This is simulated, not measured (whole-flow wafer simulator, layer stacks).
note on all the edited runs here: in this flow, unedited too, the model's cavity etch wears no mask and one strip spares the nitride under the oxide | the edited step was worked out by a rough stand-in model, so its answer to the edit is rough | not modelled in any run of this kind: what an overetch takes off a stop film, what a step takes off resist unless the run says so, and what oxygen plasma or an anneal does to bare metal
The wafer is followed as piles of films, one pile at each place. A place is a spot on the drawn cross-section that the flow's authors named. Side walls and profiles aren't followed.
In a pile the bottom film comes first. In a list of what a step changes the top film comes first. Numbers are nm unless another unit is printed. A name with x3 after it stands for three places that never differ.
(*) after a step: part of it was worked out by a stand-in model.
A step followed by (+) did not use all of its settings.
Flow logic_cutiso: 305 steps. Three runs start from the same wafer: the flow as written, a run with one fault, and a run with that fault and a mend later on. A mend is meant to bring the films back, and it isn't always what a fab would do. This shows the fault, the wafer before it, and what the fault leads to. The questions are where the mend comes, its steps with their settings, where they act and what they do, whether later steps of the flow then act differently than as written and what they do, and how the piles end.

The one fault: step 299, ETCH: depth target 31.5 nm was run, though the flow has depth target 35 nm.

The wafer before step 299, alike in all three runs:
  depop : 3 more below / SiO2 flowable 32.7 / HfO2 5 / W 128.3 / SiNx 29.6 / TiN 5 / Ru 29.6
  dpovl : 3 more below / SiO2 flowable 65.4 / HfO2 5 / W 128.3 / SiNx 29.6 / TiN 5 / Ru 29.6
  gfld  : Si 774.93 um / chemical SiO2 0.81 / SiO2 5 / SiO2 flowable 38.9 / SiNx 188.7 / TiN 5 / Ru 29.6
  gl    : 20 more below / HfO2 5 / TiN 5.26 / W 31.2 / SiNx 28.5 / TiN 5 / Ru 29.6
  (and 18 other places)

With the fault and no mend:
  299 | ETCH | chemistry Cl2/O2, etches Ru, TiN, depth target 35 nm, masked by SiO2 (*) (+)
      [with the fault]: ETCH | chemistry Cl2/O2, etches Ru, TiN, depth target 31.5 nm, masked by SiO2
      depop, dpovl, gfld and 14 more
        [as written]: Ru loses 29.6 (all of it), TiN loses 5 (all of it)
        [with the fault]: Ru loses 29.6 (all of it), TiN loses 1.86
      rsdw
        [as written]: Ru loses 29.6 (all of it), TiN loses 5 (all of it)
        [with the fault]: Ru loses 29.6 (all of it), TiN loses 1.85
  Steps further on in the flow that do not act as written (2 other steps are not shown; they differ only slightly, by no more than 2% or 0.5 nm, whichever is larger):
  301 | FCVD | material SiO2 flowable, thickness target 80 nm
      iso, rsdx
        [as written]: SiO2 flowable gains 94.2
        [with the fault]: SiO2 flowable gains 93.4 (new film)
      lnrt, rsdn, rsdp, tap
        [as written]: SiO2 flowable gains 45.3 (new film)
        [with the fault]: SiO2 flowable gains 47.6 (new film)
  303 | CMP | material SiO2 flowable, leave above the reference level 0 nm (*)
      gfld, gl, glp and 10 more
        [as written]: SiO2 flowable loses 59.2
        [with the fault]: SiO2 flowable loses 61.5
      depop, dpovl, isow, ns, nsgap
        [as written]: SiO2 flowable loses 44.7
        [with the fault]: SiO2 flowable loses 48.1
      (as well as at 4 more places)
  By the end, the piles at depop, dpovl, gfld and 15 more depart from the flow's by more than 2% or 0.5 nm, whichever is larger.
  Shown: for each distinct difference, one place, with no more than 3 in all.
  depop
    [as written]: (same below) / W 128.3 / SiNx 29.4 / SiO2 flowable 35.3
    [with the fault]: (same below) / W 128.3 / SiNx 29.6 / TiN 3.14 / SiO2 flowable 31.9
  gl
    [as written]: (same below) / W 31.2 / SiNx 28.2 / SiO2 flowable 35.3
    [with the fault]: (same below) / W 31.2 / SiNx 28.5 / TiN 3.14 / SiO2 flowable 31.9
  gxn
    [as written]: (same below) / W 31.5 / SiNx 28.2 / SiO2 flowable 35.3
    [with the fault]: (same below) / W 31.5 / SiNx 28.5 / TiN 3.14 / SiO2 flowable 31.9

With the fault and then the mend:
  After step 299 comes the mend.
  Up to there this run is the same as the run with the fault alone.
  299a | ETCH | chemistry Cl2/O2, etches Ru, TiN, depth target 3.5 nm, masked by SiO2 (*) (+) (the flow's step 299, run once more with other settings)
      depop, dpovl, gfld and 14 more
        TiN loses 3.14 (all of it)
      lnrt, rsdn, rsdp, tap
        SiO2 loses 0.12
      rsdw
        TiN loses 3.15 (all of it)
  Every later step of the flow that is run acts as written at every place that is followed.
  At every place that both follow, the piles at the end match the flow's.
